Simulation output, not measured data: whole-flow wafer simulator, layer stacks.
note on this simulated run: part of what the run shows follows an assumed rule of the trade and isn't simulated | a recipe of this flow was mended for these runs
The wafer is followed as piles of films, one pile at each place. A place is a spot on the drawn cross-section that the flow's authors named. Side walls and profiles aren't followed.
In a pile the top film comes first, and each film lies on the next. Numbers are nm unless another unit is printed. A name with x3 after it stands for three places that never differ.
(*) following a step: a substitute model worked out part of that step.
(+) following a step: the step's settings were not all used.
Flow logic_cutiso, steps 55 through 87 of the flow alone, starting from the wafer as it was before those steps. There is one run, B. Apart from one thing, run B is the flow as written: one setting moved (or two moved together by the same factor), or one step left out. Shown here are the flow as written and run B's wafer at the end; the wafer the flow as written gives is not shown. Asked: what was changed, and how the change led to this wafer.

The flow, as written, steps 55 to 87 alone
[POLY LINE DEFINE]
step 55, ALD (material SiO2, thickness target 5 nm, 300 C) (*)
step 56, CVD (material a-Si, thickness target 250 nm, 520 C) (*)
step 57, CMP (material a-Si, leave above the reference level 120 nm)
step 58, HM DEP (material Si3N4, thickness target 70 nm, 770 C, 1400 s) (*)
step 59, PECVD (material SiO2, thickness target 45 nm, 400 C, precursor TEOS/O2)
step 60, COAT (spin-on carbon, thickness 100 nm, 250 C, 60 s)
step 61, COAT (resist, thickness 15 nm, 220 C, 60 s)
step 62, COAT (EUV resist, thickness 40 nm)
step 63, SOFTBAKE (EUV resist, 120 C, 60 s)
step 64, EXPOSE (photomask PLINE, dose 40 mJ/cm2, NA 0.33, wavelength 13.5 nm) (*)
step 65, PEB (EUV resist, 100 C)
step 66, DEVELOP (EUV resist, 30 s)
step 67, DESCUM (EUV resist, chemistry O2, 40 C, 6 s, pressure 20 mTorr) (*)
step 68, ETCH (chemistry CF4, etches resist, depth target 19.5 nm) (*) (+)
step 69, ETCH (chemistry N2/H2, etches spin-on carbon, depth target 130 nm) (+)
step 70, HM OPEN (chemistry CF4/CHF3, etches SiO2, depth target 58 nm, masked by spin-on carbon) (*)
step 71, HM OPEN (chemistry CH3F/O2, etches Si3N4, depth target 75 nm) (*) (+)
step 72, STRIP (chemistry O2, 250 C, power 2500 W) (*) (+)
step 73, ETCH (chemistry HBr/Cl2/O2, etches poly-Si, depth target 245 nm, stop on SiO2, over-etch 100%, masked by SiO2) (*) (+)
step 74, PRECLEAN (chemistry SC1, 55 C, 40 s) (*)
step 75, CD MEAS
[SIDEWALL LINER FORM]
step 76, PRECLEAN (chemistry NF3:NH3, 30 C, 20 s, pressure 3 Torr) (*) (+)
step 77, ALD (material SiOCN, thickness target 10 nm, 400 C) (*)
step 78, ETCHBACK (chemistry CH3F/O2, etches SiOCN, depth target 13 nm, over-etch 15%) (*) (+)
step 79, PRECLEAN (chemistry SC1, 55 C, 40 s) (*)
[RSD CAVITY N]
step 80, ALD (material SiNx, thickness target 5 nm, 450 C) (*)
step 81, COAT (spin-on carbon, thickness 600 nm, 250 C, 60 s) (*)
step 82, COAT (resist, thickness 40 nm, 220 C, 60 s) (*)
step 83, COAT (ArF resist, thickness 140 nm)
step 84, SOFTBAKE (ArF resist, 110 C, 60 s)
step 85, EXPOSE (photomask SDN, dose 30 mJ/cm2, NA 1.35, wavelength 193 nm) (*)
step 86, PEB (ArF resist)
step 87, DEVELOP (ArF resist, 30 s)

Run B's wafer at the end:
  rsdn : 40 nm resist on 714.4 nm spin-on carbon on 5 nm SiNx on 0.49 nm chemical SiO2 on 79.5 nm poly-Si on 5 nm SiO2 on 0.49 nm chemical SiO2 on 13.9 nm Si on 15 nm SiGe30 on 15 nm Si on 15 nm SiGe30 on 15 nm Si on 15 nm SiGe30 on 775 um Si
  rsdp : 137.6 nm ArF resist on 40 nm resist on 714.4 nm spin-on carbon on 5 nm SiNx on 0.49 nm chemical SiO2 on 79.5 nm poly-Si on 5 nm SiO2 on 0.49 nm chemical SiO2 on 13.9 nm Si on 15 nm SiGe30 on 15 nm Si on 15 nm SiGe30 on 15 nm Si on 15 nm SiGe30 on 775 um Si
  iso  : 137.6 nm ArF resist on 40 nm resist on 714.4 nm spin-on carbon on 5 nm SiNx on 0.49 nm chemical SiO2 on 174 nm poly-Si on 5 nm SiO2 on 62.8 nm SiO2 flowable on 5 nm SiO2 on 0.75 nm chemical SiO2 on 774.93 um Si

The reason: step 58, HM DEP: thickness target 108.5 nm was run, though the flow has thickness target 70 nm; step 58, HM DEP: 2170 s was run, where the flow has 1400 s.

The path from the change to this, step by step:
  step 58, HM DEP (material Si3N4, thickness target 70 nm, 770 C, 1400 s) (*)
      gl, glp, gxn and 11 more: Si3N4 gains 108.5 (new film), poly-Si gains 120 (new film), a-Si loses 120 (all of it) (it would be, as written: Si3N4 gains 70 (new film), poly-Si gains 120 (new film), a-Si loses 120 (all of it))
      depop, dpovl x3, gfld, gxf, iso, lnri: Si3N4 gains 108.5 (new film), poly-Si gains 214.5 (new film), a-Si loses 214.5 (all of it) (it would be, as written: Si3N4 gains 70 (new film), poly-Si gains 214.5 (new film), a-Si loses 214.5 (all of it))
  step 71, HM OPEN (chemistry CH3F/O2, etches Si3N4, depth target 75 nm) (*) (+)
      iso, lnr, lnri and 6 more: Si3N4 loses 75 (it would be, as written: Si3N4 loses 55.2 (all of it), poly-Si loses 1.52)
  step 72, STRIP (chemistry O2, 250 C, power 2500 W) (*) (+)
      iso, lnr, lnri and 6 more: nothing (it would be, as written: chemical SiO2 gains 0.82 (new film), poly-Si loses 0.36)
  step 73, ETCH (chemistry HBr/Cl2/O2, etches poly-Si, depth target 245 nm, stop on SiO2, over-etch 100%, masked by SiO2) (*) (+)
      lnr, lnrp, lnrt, rsdn, rsdp, rsdw, rsdx: Si3N4 loses 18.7 (all of it), poly-Si loses 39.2 (it would be, as written: chemical SiO2 loses 0.82 (all of it), poly-Si loses 118.1 (all of it), SiO2 loses 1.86)
      iso, lnri: Si3N4 loses 18.7 (all of it), poly-Si loses 39.2 (it would be, as written: chemical SiO2 loses 0.82 (all of it), poly-Si loses 212.6 (all of it), SiO2 loses 1.39)
      (and at 13 other places as well)
  step 76, PRECLEAN (chemistry NF3:NH3, 30 C, 20 s, pressure 3 Torr) (*) (+)
      lnr, lnrp, lnrt, rsdn, rsdp, rsdw, rsdx: chemical SiO2 loses 0.49 (all of it) (it would be, as written: SiO2 loses 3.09 (all of it), chemical SiO2 loses 0.49 (all of it))
      iso, lnri: chemical SiO2 loses 0.49 (all of it) (it would be, as written: SiO2 loses 3.56 (all of it), SiO2 flowable loses 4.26)
  step 78, ETCHBACK (chemistry CH3F/O2, etches SiOCN, depth target 13 nm, over-etch 15%) (*) (+)
      rsdn, rsdp, rsdw, rsdx: SiOCN loses 10 (all of it), poly-Si loses 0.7 (it would be, as written: SiOCN loses 10 (all of it), Si loses 0.7)
      iso: SiOCN loses 10 (all of it), poly-Si loses 0.7 (it would be, as written: SiOCN loses 10 (all of it), SiO2 flowable loses 0.75)
  step 81, COAT (spin-on carbon, thickness 600 nm, 250 C, 60 s) (*)
      gfld, gxf, gxn, gxp: spin-on carbon gains 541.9 (new film) (it would be, as written: spin-on carbon gains 516.3 (new film))
      gl, glp, plug, tap: spin-on carbon gains 541.9 (new film) (it would be, as written: spin-on carbon gains 516.4 (new film))
      (and at 9 other places as well)
